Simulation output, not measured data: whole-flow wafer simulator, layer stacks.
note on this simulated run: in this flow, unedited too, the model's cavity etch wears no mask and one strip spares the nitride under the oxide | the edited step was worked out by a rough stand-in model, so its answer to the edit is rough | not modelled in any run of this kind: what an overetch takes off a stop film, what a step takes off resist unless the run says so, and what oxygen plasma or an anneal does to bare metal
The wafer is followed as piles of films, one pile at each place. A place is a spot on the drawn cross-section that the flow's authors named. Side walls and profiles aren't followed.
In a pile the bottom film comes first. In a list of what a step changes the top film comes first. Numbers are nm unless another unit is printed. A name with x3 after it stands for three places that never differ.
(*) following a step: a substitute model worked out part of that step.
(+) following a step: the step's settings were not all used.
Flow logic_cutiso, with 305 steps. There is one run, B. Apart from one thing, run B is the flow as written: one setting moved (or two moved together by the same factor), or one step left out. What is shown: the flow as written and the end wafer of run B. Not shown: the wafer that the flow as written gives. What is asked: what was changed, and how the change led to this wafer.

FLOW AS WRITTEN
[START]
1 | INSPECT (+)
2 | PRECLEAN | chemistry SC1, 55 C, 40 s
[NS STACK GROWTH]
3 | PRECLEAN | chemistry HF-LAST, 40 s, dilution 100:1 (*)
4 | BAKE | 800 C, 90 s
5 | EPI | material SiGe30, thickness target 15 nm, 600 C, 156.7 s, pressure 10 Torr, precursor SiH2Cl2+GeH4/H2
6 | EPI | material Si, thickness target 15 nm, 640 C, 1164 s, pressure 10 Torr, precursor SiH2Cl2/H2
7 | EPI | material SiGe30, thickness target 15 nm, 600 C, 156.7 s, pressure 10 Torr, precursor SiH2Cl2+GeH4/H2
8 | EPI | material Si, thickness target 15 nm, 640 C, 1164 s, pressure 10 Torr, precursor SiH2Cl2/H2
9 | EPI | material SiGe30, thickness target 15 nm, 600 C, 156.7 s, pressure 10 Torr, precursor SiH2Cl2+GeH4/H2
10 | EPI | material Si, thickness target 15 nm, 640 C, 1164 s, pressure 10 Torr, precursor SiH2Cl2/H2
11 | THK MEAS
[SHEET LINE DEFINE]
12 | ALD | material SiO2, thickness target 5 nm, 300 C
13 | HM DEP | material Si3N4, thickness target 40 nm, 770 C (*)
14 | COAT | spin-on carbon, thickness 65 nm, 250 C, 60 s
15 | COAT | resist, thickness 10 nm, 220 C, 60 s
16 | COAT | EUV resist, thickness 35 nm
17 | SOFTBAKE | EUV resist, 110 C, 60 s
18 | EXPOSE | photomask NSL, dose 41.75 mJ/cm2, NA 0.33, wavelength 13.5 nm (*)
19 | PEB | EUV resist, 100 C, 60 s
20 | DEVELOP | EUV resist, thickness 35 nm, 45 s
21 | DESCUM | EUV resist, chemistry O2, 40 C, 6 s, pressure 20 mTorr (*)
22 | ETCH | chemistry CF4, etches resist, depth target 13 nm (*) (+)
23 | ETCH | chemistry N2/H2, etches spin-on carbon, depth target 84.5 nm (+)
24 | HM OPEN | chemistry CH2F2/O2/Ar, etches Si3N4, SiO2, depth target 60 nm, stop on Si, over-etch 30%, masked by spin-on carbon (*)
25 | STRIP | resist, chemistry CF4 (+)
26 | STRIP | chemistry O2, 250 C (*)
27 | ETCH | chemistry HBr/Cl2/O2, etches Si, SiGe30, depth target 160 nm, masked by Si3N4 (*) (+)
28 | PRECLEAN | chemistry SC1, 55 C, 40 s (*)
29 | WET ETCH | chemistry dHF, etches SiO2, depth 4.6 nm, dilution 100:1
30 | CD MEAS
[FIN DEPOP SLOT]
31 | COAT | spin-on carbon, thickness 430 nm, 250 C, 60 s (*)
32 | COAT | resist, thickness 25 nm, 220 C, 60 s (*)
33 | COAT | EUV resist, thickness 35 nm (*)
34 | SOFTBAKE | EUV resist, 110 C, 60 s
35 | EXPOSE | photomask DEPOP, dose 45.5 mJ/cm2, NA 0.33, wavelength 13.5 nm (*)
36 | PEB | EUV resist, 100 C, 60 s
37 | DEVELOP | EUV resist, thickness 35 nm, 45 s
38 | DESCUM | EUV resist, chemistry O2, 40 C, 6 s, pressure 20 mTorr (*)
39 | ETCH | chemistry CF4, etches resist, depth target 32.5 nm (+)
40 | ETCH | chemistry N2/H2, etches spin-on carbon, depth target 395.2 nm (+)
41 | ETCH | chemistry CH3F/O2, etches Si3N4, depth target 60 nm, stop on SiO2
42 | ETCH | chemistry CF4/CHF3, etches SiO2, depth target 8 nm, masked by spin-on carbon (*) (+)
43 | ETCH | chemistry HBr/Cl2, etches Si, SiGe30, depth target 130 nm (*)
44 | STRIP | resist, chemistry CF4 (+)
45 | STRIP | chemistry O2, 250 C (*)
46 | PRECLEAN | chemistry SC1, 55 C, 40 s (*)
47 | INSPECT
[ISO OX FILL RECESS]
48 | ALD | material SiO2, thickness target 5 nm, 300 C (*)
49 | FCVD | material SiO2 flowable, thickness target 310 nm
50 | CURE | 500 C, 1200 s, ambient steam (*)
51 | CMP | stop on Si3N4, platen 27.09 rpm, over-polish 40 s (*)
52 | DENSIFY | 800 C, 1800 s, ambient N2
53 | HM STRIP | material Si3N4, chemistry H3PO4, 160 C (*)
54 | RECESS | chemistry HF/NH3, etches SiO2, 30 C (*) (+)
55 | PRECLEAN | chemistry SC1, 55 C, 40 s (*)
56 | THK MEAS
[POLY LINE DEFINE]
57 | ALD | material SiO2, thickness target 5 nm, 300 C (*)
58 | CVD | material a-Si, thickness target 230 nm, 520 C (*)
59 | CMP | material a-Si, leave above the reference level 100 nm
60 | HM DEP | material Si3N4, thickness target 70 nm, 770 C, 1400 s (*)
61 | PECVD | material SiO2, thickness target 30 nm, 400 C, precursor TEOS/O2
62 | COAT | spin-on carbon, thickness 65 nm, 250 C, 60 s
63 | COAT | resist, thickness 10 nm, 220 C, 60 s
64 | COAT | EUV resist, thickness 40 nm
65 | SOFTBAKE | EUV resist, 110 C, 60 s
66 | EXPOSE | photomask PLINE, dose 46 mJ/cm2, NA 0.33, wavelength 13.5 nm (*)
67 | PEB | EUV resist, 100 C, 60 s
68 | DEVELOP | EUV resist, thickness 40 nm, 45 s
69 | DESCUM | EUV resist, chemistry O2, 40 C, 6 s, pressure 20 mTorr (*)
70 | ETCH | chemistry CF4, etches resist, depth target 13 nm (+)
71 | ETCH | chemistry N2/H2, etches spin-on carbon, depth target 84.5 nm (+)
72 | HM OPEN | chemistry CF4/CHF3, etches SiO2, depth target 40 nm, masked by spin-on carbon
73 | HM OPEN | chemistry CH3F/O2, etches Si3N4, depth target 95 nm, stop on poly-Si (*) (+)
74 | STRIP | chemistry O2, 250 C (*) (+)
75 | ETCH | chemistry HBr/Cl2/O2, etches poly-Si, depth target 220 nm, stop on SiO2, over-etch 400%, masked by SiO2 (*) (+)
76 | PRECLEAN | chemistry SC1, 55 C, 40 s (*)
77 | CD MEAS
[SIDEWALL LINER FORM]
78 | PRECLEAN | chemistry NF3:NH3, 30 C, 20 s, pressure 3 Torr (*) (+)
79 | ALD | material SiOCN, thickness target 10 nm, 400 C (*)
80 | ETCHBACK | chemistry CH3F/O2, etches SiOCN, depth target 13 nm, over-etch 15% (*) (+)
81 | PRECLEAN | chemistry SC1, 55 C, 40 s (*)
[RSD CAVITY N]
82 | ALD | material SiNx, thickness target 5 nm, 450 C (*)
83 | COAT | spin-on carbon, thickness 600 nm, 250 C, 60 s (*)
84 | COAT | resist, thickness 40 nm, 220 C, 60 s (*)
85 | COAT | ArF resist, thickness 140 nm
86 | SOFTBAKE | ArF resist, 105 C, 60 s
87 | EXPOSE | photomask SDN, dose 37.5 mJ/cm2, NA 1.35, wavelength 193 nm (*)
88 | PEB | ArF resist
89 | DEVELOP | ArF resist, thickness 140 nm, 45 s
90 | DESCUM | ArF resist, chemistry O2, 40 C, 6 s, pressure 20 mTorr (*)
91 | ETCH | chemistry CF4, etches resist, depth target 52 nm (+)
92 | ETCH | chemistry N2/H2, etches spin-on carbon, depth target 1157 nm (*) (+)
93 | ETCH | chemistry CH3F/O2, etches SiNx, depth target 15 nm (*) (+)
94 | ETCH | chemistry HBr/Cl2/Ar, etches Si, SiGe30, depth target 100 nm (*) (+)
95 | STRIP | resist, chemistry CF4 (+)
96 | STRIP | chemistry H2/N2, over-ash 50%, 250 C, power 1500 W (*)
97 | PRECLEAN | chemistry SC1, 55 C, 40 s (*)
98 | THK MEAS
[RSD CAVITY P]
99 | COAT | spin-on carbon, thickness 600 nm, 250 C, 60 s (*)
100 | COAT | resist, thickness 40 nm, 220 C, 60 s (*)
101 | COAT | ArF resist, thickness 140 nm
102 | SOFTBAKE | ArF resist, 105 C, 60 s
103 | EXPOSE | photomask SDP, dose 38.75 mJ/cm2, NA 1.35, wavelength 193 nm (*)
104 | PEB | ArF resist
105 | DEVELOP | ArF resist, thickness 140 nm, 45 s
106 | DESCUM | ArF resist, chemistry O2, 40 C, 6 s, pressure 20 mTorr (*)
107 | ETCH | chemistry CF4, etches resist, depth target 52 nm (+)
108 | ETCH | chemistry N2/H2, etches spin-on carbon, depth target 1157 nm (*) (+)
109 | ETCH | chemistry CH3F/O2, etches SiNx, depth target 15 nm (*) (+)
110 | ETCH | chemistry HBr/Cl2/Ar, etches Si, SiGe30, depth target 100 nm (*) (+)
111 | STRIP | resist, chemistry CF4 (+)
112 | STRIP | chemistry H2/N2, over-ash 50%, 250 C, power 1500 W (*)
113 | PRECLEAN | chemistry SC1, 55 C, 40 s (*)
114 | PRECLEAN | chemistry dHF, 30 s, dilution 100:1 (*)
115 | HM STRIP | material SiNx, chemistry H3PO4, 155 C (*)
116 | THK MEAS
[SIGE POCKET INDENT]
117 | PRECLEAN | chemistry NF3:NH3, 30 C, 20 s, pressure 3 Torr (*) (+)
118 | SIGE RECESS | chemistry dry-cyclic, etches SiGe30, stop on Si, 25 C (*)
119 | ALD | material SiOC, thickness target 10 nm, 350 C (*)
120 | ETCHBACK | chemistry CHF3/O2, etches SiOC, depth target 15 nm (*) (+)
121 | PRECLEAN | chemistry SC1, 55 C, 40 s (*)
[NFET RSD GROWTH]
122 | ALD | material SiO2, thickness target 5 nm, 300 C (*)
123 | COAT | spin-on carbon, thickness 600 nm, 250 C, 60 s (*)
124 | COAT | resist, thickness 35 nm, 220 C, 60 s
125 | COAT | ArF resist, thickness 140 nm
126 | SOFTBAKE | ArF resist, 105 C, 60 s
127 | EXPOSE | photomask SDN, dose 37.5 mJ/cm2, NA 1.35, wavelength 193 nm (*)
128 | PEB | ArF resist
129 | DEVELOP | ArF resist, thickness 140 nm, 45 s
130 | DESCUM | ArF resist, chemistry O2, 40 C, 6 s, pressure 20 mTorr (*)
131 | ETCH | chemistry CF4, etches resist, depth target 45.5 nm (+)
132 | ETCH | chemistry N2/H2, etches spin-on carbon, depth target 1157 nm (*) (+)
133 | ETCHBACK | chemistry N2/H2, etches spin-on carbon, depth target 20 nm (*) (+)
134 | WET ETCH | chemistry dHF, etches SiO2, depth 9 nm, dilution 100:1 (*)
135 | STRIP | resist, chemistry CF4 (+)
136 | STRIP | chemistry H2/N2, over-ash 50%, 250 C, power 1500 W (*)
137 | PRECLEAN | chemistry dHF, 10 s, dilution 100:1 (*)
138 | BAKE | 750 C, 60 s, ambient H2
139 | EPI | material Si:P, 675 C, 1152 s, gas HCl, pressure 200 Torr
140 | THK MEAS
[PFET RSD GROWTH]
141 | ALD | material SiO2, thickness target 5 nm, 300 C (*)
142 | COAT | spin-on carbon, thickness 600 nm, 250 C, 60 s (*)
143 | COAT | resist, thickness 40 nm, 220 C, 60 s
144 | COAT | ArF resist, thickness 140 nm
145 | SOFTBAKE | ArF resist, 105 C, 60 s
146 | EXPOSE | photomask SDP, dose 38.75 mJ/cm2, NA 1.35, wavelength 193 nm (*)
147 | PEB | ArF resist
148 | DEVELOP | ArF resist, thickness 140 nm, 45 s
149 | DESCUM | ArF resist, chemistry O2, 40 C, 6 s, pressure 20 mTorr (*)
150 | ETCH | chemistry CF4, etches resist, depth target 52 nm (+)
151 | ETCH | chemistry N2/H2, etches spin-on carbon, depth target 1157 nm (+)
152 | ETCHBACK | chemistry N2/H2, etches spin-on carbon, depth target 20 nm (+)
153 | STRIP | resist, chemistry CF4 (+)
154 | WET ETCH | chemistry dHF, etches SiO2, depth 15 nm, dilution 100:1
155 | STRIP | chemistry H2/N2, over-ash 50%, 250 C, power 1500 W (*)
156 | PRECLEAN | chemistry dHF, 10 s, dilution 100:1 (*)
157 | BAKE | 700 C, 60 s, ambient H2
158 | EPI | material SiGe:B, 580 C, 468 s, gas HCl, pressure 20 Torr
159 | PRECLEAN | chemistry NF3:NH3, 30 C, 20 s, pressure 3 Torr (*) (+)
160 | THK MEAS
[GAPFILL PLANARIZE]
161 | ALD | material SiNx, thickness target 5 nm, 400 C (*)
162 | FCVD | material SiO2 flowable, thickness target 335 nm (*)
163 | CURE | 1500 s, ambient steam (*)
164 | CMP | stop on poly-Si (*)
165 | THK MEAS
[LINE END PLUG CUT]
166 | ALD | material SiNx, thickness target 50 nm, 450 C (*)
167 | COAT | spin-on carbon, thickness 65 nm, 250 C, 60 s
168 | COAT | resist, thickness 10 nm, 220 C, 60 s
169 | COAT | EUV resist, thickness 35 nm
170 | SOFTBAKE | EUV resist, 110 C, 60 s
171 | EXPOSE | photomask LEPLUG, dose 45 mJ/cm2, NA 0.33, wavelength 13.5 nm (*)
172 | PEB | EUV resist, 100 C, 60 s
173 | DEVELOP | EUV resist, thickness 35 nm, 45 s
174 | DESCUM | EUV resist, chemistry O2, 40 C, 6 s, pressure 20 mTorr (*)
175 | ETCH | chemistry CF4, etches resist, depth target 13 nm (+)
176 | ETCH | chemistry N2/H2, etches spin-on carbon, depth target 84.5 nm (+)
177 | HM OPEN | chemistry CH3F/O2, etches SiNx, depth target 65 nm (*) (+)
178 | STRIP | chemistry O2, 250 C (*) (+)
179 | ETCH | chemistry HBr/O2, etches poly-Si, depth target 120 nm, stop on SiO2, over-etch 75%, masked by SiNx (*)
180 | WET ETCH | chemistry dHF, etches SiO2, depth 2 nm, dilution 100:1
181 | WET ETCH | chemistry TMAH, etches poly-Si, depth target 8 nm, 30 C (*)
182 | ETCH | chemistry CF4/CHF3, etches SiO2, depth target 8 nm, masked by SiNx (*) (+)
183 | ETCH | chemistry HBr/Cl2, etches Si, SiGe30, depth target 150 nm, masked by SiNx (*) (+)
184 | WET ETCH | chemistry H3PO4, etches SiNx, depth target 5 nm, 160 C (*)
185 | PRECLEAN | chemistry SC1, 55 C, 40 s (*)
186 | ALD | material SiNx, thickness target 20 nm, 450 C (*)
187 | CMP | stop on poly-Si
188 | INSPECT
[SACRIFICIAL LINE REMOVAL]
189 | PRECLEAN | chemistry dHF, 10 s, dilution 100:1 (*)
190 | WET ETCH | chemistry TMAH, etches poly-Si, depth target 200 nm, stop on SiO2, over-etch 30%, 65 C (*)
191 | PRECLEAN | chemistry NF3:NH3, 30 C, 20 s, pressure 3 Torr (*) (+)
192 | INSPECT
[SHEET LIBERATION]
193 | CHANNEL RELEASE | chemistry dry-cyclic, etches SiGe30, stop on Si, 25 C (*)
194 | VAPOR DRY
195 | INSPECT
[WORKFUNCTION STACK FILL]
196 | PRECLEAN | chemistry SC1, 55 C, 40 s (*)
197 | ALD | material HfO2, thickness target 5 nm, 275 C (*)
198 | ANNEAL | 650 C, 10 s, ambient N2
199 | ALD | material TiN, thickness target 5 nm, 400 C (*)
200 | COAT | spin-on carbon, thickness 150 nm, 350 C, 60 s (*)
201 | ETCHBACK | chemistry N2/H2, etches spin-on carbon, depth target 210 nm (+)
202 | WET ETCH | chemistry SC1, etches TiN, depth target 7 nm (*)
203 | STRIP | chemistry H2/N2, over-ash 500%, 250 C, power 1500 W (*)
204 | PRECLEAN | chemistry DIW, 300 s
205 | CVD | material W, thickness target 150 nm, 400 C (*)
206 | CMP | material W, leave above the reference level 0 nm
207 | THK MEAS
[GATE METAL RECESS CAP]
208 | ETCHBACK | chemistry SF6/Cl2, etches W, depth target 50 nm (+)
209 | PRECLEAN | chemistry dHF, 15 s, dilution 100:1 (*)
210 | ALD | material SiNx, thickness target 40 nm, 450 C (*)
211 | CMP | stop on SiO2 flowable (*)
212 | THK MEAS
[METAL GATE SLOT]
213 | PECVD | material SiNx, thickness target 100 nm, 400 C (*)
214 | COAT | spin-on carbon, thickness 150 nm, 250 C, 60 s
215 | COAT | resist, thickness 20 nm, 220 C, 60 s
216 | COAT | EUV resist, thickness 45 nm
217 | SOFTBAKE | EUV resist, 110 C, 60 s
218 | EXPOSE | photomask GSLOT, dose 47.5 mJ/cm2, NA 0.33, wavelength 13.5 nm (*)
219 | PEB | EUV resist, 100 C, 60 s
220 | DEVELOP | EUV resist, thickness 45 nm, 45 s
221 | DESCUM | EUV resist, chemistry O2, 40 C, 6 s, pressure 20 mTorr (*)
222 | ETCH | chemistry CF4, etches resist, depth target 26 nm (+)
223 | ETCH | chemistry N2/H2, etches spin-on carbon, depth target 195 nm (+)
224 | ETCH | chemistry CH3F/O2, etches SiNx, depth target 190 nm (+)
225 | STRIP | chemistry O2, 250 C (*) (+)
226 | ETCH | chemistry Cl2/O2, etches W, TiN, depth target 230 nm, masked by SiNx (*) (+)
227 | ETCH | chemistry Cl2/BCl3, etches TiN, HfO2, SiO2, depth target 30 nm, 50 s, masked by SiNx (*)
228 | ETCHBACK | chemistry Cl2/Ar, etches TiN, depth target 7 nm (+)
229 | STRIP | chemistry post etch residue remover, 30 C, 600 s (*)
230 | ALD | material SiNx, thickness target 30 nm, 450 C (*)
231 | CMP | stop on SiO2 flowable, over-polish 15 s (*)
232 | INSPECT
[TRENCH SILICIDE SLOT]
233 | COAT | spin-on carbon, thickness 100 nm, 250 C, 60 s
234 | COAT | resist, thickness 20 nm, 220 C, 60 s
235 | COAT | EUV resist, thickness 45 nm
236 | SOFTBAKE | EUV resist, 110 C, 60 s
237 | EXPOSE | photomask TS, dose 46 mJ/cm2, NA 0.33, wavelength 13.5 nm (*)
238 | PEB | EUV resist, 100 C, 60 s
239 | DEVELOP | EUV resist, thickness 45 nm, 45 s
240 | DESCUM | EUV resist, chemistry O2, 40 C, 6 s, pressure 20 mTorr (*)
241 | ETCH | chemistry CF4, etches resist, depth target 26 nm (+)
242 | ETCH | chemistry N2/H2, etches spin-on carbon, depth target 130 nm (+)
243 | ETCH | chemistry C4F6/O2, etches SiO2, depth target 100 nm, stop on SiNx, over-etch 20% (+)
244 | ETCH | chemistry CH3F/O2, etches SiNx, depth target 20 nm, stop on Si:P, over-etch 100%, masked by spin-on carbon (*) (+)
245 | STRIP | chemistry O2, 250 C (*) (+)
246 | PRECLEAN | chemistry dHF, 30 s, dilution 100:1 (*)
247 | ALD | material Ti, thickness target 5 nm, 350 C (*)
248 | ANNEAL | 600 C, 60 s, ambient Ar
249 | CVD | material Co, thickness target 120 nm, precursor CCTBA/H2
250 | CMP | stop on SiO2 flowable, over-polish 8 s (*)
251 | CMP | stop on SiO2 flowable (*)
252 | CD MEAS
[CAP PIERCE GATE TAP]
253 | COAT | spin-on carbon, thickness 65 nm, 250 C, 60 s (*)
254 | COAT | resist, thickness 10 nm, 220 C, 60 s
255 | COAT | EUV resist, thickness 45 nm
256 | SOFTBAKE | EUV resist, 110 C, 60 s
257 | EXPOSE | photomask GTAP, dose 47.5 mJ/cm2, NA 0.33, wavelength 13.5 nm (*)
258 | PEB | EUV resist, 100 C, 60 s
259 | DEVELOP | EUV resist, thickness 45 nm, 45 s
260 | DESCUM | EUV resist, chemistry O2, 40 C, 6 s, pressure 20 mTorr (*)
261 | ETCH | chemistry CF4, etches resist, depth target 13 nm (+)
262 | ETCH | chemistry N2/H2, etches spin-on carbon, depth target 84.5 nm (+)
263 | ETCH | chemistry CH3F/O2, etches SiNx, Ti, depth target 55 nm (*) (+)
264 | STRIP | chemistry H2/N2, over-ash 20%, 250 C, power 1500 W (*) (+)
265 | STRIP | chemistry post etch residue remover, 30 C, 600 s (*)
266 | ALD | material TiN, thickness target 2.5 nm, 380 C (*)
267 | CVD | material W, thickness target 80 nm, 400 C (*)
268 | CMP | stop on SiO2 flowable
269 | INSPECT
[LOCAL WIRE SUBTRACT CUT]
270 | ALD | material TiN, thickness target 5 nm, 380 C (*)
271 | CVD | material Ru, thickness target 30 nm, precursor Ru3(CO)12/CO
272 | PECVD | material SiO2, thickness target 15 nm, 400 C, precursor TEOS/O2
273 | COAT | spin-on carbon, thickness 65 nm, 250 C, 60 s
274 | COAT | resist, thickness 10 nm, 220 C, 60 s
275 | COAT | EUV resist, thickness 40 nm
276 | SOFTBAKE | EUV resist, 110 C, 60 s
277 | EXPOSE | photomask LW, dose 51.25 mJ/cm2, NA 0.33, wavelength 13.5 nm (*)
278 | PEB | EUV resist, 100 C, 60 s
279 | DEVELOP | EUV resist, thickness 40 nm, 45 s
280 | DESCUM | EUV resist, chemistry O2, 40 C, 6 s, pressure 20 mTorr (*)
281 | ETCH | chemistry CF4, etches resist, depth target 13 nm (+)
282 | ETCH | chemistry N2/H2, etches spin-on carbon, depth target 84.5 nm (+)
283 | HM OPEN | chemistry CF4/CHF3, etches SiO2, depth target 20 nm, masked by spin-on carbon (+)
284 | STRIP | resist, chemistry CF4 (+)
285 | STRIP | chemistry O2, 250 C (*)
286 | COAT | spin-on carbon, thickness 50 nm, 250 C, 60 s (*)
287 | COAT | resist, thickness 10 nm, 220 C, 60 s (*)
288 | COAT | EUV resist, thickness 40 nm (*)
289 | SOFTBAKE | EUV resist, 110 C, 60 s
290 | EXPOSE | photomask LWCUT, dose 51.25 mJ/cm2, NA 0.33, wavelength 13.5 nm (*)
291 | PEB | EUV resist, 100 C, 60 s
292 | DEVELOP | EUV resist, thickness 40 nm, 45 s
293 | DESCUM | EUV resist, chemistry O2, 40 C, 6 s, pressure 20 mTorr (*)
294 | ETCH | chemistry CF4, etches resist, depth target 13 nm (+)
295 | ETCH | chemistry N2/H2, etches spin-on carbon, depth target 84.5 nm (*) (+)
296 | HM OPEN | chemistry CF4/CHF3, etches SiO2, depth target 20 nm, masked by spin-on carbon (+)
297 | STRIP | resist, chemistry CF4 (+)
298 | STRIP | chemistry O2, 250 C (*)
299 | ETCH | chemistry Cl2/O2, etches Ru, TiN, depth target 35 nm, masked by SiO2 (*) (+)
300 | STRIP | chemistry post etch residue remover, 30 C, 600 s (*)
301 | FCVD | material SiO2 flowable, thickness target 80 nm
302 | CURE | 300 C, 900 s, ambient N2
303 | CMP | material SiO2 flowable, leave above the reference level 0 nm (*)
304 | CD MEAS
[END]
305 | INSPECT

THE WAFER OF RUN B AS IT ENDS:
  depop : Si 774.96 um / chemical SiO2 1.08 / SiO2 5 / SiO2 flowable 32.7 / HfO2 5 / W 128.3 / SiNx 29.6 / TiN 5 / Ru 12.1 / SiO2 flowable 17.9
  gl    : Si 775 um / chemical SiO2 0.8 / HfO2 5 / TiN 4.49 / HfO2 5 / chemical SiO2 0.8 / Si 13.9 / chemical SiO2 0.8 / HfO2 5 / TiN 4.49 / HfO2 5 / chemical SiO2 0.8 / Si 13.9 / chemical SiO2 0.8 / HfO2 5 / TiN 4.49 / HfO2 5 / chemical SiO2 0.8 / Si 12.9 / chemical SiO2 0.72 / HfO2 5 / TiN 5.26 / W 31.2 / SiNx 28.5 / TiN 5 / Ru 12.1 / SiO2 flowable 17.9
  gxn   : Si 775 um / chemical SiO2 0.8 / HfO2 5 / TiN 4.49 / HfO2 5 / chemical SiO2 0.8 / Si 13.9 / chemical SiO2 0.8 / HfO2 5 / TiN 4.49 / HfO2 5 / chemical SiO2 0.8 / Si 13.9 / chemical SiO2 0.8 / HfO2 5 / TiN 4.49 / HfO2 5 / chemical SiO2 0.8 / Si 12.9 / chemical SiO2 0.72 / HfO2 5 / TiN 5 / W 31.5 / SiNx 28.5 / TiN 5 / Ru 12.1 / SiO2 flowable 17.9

The reason: step 299, ETCH: depth target 17.5 nm was run, though the flow has depth target 35 nm.

Step by step, how the change led to this:
  299 | ETCH | chemistry Cl2/O2, etches Ru, TiN, depth target 35 nm, masked by SiO2 (*) (+)
      depop, dpovl, gfld and 15 more: Ru loses 17.5 (in the flow as written it would be: Ru loses 29.6 (all of it), TiN loses 5 (all of it))
      lnrt, rsdn, rsdp, tap: SiO2 loses 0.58 (in the flow as written it would be: SiO2 loses 1.17)
  301 | FCVD | material SiO2 flowable, thickness target 80 nm
      iso, rsdx: SiO2 flowable gains 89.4 (new film) (in the flow as written it would be: SiO2 flowable gains 94.2)
      gfld, gl, glp, gxf, gxn, gxp, plug: SiO2 flowable gains 89.4 (new film) (in the flow as written it would be: SiO2 flowable gains 94.4 (new film))
      (also at 8 further places)
  303 | CMP | material SiO2 flowable, leave above the reference level 0 nm (*)
      gfld, gl, glp and 10 more: SiO2 flowable loses 71.5 (in the flow as written it would be: SiO2 flowable loses 59.2)
      depop, dpovl, isow, ns, nsgap: SiO2 flowable loses 62.1 (in the flow as written it would be: SiO2 flowable loses 44.7)
      (also at 4 further places)
If metal films that touch count as one body, depop has 2 bodies (between them, from the top down: SiNx 29.6); the flow as written gives 1 body.
If metal films that touch count as one body, gl has 5 bodies (between them, from the top down: SiNx 28.5; HfO2 5 / chemical SiO2 0.72 / Si 12.9 / chemical SiO2 0.8 / HfO2 5; HfO2 5 / chemical SiO2 0.8 / Si 13.9 / chemical SiO2 0.8 / HfO2 5; HfO2 5 / chemical SiO2 0.8 / Si 13.9 / chemical SiO2 0.8 / HfO2 5); the flow as written gives 4 bodies (between them, from the top down: HfO2 5 / chemical SiO2 0.72 / Si 12.9 / chemical SiO2 0.8 / HfO2 5; HfO2 5 / chemical SiO2 0.8 / Si 13.9 / chemical SiO2 0.8 / HfO2 5; HfO2 5 / chemical SiO2 0.8 / Si 13.9 / chemical SiO2 0.8 / HfO2 5).
If metal films that touch count as one body, gxn has 5 bodies (between them, from the top down: SiNx 28.5; HfO2 5 / chemical SiO2 0.72 / Si 12.9 / chemical SiO2 0.8 / HfO2 5; HfO2 5 / chemical SiO2 0.8 / Si 13.9 / chemical SiO2 0.8 / HfO2 5; HfO2 5 / chemical SiO2 0.8 / Si 13.9 / chemical SiO2 0.8 / HfO2 5); the flow as written gives 4 bodies (between them, from the top down: HfO2 5 / chemical SiO2 0.72 / Si 12.9 / chemical SiO2 0.8 / HfO2 5; HfO2 5 / chemical SiO2 0.8 / Si 13.9 / chemical SiO2 0.8 / HfO2 5; HfO2 5 / chemical SiO2 0.8 / Si 13.9 / chemical SiO2 0.8 / HfO2 5).
